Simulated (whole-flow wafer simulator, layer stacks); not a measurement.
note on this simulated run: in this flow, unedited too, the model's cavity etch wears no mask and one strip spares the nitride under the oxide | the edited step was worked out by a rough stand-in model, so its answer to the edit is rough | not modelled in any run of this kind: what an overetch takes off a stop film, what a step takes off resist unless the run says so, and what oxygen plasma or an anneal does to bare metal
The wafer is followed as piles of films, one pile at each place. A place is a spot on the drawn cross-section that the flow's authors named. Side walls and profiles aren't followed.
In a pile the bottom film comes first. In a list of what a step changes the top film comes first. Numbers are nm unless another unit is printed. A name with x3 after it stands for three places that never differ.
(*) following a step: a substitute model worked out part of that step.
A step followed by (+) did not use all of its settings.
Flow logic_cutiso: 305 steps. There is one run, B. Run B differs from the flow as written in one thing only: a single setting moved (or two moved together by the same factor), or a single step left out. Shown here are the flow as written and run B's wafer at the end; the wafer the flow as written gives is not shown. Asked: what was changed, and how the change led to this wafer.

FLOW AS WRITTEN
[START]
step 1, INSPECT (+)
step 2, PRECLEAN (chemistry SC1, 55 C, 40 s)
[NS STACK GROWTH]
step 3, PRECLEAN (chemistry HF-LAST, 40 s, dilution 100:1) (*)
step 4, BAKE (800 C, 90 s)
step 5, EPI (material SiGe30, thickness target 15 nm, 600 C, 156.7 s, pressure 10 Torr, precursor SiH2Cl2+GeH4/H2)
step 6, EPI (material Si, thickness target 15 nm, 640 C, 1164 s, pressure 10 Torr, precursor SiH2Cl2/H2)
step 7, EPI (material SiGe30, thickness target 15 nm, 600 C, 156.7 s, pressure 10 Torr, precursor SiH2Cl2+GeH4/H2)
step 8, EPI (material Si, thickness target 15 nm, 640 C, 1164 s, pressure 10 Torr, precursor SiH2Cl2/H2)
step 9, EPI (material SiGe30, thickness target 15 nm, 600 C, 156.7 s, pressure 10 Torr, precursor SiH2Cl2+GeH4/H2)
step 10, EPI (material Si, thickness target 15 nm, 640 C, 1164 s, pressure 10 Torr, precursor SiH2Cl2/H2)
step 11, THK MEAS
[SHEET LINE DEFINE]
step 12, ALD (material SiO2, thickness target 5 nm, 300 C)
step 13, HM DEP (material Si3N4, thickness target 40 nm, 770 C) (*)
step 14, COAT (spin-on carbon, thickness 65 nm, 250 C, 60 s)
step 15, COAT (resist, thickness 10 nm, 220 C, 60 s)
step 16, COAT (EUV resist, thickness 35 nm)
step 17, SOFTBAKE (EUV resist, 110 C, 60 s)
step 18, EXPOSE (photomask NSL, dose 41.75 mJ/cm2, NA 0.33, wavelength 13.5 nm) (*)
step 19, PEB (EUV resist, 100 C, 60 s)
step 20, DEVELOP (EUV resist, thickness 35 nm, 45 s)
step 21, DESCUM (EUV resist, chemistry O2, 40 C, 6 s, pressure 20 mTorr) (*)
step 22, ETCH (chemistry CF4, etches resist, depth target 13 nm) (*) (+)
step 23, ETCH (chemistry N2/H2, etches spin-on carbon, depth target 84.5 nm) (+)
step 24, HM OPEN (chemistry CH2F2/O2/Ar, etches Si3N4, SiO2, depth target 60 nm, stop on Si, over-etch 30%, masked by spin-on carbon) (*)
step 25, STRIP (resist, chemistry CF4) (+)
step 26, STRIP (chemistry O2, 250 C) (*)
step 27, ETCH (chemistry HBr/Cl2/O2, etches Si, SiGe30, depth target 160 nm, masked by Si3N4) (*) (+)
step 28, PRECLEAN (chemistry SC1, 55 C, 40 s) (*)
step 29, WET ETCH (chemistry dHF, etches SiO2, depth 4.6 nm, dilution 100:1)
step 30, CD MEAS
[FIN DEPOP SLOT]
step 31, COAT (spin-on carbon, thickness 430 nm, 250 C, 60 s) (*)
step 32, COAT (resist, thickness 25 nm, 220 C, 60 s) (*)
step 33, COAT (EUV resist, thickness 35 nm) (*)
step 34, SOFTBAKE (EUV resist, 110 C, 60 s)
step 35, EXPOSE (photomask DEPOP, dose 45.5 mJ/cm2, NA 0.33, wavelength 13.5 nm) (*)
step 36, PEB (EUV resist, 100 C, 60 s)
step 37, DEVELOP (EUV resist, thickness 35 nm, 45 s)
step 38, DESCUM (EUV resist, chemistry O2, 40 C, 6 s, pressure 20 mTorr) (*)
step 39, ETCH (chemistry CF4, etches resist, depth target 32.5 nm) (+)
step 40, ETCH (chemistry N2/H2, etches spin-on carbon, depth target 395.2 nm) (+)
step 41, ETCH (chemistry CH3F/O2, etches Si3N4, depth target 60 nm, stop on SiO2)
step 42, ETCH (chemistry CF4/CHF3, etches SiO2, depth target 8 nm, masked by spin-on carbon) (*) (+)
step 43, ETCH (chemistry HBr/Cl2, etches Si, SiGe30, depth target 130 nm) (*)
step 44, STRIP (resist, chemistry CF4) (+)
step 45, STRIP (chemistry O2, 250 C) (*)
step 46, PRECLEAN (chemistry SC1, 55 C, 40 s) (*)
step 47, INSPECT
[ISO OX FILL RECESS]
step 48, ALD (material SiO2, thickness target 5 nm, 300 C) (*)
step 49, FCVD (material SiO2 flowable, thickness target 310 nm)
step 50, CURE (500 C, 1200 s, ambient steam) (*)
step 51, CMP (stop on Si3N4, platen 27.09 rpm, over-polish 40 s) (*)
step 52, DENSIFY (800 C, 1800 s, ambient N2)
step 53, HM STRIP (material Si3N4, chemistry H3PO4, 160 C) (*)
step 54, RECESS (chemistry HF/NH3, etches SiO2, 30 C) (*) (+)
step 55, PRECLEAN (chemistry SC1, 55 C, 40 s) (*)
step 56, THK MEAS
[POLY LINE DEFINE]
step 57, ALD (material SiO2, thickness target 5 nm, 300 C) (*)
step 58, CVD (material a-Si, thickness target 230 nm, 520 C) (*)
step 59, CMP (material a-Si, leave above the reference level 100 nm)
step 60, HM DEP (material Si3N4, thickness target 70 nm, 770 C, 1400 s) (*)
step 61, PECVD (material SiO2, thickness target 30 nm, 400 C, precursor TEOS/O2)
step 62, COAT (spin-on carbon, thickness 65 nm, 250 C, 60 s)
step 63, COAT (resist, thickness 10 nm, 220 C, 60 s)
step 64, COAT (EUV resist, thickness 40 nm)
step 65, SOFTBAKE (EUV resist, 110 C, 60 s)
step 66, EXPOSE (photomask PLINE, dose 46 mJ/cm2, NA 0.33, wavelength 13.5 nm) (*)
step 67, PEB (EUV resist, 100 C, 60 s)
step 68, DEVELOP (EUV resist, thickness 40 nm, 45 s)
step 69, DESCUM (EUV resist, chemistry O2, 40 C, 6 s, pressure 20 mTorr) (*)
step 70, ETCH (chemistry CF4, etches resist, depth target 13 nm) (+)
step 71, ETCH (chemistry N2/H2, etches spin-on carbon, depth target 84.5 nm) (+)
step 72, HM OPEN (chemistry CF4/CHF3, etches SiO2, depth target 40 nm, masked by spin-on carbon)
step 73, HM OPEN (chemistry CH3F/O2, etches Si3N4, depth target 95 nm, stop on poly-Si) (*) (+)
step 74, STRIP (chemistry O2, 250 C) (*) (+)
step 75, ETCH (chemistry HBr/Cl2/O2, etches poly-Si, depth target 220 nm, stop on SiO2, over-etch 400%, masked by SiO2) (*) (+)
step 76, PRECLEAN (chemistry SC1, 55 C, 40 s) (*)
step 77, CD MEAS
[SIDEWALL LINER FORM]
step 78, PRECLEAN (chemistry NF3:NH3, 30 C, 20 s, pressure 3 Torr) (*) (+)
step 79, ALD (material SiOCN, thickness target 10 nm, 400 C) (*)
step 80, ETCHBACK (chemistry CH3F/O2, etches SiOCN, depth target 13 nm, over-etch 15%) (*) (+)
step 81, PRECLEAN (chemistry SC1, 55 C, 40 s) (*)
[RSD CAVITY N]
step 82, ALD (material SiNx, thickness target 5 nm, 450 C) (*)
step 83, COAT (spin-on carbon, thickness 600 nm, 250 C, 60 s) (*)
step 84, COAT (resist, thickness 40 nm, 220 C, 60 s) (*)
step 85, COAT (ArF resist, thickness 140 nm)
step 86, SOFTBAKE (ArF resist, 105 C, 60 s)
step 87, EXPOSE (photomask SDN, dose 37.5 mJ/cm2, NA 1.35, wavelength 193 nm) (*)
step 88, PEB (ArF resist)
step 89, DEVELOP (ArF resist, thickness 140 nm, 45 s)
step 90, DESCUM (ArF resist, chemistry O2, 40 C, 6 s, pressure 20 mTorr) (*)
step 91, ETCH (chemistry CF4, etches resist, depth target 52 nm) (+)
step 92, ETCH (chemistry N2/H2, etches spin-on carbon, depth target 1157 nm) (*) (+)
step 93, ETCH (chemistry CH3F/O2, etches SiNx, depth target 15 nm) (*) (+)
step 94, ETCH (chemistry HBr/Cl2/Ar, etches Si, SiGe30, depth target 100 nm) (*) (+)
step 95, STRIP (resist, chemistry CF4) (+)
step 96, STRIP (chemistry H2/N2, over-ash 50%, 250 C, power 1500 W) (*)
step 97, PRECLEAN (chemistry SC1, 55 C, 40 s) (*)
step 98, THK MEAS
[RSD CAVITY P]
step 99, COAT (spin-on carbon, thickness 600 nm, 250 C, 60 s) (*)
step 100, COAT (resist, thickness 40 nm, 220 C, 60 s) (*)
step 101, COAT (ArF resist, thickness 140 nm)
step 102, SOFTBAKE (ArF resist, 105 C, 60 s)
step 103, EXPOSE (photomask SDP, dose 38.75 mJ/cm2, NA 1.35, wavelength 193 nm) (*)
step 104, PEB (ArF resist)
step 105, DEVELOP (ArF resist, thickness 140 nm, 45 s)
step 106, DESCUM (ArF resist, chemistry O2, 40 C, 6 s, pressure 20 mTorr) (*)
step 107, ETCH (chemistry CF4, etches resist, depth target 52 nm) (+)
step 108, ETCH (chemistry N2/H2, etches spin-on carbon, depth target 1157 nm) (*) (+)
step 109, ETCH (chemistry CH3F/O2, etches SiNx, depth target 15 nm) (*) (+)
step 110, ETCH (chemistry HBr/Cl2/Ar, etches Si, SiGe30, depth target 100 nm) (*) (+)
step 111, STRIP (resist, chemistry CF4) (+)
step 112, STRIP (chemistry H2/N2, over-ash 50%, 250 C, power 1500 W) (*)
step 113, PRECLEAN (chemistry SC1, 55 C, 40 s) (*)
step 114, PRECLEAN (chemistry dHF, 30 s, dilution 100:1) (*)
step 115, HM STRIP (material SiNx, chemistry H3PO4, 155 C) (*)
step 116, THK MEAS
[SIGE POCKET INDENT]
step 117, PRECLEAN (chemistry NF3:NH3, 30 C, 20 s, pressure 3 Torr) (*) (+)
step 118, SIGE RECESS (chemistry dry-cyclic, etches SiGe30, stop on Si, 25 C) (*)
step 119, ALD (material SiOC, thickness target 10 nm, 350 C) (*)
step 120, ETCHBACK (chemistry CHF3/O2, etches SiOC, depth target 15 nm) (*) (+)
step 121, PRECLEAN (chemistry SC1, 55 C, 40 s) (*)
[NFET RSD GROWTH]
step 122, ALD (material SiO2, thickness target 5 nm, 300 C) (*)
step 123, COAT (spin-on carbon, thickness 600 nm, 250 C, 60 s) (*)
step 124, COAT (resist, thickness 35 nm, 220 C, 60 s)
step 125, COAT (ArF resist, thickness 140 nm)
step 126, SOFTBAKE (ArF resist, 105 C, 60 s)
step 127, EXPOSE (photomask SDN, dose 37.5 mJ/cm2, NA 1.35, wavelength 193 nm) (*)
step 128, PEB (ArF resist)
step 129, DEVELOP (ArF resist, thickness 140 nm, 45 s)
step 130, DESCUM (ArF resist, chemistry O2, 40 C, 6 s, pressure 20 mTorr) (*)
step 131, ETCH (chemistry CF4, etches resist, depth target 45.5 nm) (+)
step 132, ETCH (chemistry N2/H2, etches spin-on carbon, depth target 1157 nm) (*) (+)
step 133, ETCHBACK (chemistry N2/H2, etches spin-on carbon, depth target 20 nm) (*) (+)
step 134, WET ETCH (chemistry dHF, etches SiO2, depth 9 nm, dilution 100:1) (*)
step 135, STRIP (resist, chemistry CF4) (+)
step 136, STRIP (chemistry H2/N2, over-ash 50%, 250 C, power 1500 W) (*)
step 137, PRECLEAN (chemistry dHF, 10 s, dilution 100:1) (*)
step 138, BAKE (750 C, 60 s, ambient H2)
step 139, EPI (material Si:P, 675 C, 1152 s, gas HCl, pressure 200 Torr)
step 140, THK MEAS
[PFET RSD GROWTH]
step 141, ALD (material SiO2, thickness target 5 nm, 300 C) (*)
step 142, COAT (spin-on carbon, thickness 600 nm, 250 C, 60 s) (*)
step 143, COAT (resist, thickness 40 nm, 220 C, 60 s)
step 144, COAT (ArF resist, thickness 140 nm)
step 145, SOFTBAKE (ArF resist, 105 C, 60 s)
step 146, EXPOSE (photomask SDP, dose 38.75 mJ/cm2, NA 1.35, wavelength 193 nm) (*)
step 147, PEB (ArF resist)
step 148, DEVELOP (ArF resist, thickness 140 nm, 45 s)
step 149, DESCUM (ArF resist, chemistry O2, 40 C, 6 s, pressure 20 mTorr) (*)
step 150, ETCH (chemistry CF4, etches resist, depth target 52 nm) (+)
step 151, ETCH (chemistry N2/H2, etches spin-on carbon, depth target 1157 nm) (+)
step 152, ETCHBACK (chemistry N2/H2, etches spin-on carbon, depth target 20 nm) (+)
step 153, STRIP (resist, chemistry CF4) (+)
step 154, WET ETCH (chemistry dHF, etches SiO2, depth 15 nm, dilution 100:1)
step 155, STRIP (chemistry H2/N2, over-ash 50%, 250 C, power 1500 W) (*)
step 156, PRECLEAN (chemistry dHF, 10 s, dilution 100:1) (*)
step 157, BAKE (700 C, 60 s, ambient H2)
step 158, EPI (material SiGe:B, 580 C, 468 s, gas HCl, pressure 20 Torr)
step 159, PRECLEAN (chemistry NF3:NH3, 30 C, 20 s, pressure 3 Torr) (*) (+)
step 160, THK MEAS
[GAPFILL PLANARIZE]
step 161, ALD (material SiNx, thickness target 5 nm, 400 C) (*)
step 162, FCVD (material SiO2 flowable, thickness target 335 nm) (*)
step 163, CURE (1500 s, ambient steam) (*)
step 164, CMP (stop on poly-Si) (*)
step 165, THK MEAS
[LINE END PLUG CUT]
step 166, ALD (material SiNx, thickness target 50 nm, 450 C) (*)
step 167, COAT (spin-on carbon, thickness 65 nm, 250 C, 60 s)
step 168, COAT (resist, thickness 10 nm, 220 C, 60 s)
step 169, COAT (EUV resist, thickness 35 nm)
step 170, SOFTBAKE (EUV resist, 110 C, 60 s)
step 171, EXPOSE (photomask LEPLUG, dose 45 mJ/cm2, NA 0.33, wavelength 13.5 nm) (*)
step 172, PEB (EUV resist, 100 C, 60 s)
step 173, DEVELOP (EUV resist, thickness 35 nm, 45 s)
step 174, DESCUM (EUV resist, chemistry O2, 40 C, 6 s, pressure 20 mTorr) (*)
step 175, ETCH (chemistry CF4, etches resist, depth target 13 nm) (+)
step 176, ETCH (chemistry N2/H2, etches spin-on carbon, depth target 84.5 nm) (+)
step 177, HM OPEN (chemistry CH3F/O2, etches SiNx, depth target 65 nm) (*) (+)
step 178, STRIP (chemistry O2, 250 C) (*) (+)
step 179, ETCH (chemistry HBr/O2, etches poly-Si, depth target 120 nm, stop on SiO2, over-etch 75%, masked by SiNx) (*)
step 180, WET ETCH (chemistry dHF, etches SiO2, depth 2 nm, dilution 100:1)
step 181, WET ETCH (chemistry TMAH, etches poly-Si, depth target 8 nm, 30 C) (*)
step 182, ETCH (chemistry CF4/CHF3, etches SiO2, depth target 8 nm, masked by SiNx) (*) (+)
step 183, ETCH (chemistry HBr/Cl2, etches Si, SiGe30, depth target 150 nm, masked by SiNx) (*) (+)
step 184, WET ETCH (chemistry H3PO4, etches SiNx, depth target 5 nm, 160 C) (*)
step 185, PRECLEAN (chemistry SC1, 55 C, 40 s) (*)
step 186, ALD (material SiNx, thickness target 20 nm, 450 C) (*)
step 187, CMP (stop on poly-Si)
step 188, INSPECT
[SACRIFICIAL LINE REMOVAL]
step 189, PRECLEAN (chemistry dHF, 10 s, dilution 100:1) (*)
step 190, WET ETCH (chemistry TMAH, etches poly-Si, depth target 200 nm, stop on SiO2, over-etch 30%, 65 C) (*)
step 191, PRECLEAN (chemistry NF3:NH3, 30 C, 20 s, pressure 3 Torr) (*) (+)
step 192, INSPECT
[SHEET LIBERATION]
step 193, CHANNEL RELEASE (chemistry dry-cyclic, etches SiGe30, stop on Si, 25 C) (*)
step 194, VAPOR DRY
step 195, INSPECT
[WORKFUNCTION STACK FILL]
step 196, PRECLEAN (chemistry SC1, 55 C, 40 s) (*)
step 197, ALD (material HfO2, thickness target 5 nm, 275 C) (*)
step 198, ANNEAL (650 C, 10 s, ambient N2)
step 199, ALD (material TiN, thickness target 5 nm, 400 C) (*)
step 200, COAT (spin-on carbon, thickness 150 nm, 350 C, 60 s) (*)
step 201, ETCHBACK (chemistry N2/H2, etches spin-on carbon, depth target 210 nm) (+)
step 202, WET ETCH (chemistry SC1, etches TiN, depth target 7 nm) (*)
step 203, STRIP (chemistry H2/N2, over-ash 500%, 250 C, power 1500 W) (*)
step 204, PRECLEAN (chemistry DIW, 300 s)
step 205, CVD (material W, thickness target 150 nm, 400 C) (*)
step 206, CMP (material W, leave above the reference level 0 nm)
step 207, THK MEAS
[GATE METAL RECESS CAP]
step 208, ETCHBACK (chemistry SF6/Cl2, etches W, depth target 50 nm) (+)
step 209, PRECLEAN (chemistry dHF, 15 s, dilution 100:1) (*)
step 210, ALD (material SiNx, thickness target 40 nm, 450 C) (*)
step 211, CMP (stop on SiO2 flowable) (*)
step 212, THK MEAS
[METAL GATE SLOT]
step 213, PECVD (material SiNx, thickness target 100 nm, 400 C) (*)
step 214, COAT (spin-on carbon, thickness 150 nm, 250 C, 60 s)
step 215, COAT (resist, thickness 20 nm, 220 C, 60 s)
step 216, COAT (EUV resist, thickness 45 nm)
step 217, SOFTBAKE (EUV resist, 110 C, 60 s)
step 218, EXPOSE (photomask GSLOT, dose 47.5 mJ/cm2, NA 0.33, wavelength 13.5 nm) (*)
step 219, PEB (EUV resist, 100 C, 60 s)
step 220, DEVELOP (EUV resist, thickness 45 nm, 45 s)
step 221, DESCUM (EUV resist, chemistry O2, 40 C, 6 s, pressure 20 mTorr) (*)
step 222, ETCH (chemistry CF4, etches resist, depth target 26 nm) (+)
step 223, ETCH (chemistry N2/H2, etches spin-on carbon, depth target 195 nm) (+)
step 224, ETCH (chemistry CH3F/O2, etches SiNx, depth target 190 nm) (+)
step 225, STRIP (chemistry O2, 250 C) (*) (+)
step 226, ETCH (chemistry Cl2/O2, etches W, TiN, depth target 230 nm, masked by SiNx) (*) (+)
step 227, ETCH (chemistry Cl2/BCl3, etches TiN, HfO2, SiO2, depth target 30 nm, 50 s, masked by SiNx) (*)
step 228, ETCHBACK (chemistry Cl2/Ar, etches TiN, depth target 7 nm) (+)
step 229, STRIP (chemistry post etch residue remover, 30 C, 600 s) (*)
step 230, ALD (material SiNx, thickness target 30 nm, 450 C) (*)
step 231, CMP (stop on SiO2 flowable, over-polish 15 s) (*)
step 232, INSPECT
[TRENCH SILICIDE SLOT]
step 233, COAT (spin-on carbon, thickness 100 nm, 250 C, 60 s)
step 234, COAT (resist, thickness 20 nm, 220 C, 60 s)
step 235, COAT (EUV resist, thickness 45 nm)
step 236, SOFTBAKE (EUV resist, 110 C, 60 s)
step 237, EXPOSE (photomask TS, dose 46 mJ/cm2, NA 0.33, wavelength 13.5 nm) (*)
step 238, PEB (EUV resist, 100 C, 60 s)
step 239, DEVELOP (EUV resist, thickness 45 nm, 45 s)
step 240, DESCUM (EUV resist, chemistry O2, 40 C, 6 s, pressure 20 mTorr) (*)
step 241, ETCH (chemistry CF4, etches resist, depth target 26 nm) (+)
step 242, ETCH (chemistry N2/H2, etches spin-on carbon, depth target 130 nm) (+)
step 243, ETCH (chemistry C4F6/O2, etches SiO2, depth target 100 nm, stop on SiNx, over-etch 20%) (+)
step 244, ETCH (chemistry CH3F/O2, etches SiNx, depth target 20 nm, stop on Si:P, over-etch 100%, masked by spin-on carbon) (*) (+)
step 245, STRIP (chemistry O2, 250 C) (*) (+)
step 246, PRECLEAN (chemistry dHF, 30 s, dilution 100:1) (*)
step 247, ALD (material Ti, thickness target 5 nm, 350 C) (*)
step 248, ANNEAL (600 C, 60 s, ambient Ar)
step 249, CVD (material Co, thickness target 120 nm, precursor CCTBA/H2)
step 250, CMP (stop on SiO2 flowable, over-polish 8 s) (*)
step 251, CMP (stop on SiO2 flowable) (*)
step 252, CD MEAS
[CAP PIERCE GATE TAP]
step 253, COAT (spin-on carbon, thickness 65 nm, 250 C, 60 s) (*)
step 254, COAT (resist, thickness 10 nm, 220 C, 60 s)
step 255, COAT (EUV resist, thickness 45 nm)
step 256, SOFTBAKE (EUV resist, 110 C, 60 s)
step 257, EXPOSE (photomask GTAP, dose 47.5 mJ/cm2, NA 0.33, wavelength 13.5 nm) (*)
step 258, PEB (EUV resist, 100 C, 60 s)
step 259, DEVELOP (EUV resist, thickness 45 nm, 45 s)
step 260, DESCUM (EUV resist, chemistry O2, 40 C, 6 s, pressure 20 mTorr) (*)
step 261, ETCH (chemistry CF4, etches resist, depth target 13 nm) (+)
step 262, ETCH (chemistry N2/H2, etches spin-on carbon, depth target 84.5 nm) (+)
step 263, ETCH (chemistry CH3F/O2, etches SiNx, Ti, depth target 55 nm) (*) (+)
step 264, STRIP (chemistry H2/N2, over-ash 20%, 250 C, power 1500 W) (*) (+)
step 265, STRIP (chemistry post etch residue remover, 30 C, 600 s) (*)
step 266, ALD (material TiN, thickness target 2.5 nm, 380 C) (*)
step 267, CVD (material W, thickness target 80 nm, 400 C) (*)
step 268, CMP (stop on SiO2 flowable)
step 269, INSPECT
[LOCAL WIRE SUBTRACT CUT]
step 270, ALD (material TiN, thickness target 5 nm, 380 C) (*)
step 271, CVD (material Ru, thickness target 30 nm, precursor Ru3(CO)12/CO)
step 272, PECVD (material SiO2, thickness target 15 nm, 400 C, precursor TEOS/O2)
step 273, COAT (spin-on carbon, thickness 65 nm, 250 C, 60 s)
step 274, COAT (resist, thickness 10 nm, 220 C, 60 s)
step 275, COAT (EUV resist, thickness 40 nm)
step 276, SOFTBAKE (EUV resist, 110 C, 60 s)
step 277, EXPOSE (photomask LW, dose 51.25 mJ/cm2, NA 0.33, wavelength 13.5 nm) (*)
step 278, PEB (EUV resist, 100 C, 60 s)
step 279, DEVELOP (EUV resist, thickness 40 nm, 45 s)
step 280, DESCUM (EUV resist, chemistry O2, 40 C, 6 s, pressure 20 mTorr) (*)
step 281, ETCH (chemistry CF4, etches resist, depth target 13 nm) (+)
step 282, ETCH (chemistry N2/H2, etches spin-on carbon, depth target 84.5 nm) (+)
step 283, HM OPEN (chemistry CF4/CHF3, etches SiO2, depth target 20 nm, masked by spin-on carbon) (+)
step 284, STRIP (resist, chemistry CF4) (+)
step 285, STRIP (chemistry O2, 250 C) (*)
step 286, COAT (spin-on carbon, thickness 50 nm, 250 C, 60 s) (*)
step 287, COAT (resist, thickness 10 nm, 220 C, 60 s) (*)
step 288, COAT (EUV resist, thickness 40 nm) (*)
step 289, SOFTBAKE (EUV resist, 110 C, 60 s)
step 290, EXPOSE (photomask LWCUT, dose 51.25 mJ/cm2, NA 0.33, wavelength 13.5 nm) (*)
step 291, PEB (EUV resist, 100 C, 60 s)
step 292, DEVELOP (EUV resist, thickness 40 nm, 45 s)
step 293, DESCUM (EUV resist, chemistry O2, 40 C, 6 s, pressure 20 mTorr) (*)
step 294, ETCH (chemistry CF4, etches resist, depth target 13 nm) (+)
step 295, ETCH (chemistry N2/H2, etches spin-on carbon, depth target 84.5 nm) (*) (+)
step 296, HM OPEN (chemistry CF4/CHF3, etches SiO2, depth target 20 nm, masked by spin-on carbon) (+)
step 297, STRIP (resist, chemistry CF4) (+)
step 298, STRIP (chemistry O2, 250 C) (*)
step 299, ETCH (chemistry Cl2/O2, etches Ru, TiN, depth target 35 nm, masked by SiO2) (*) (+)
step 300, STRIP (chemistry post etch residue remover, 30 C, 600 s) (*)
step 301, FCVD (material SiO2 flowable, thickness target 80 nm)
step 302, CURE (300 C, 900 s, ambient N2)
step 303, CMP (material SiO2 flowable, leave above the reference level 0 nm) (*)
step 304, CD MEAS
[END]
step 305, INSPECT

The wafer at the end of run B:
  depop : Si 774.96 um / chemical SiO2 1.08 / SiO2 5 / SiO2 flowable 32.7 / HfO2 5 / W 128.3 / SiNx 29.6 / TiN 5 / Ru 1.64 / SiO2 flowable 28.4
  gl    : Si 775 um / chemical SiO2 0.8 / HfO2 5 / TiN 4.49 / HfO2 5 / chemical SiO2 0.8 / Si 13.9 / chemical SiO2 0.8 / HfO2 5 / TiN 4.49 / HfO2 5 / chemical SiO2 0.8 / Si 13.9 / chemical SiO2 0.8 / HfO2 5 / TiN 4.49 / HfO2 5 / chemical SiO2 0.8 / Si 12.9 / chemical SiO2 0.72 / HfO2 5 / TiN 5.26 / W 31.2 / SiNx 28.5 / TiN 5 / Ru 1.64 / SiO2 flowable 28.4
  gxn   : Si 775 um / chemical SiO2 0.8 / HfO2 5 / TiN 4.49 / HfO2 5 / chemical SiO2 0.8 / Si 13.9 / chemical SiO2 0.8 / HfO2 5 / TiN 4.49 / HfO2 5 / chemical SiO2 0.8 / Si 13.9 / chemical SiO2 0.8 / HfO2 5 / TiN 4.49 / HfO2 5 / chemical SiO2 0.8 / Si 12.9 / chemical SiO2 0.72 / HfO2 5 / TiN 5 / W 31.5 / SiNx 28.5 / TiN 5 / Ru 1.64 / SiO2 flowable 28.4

The reason: step 299, ETCH: depth target 28 nm was run, while the flow as written has depth target 35 nm.

How this came from the change, step by step:
  step 299, ETCH (chemistry Cl2/O2, etches Ru, TiN, depth target 35 nm, masked by SiO2) (*) (+)
      depop, dpovl, gfld and 15 more: Ru loses 28 (in the flow as written it would be: Ru loses 29.6 (all of it), TiN loses 5 (all of it))
  step 301, FCVD (material SiO2 flowable, thickness target 80 nm)
      iso, rsdx: SiO2 flowable gains 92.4 (new film) (in the flow as written it would be: SiO2 flowable gains 94.2)
      gfld, gl, glp, gxf, gxn, gxp, plug: SiO2 flowable gains 92.4 (new film) (in the flow as written it would be: SiO2 flowable gains 94.4 (new film))
      (as well as at 4 more places)
  step 303, CMP (material SiO2 flowable, leave above the reference level 0 nm) (*)
      gfld, gl, glp and 10 more: SiO2 flowable loses 64 (in the flow as written it would be: SiO2 flowable loses 59.2)
      depop, dpovl, isow, ns, nsgap: SiO2 flowable loses 51.6 (in the flow as written it would be: SiO2 flowable loses 44.7)
      (as well as at 4 more places)
Taking metal films that touch as one body, depop has 2 bodies (between them, from the top down: SiNx 29.6); the flow as written gives 1 body.
Taking metal films that touch as one body, gl has 5 bodies (between them, from the top down: SiNx 28.5; HfO2 5 / chemical SiO2 0.72 / Si 12.9 / chemical SiO2 0.8 / HfO2 5; HfO2 5 / chemical SiO2 0.8 / Si 13.9 / chemical SiO2 0.8 / HfO2 5; HfO2 5 / chemical SiO2 0.8 / Si 13.9 / chemical SiO2 0.8 / HfO2 5); the flow as written gives 4 bodies (between them, from the top down: HfO2 5 / chemical SiO2 0.72 / Si 12.9 / chemical SiO2 0.8 / HfO2 5; HfO2 5 / chemical SiO2 0.8 / Si 13.9 / chemical SiO2 0.8 / HfO2 5; HfO2 5 / chemical SiO2 0.8 / Si 13.9 / chemical SiO2 0.8 / HfO2 5).
Taking metal films that touch as one body, gxn has 5 bodies (between them, from the top down: SiNx 28.5; HfO2 5 / chemical SiO2 0.72 / Si 12.9 / chemical SiO2 0.8 / HfO2 5; HfO2 5 / chemical SiO2 0.8 / Si 13.9 / chemical SiO2 0.8 / HfO2 5; HfO2 5 / chemical SiO2 0.8 / Si 13.9 / chemical SiO2 0.8 / HfO2 5); the flow as written gives 4 bodies (between them, from the top down: HfO2 5 / chemical SiO2 0.72 / Si 12.9 / chemical SiO2 0.8 / HfO2 5; HfO2 5 / chemical SiO2 0.8 / Si 13.9 / chemical SiO2 0.8 / HfO2 5; HfO2 5 / chemical SiO2 0.8 / Si 13.9 / chemical SiO2 0.8 / HfO2 5).
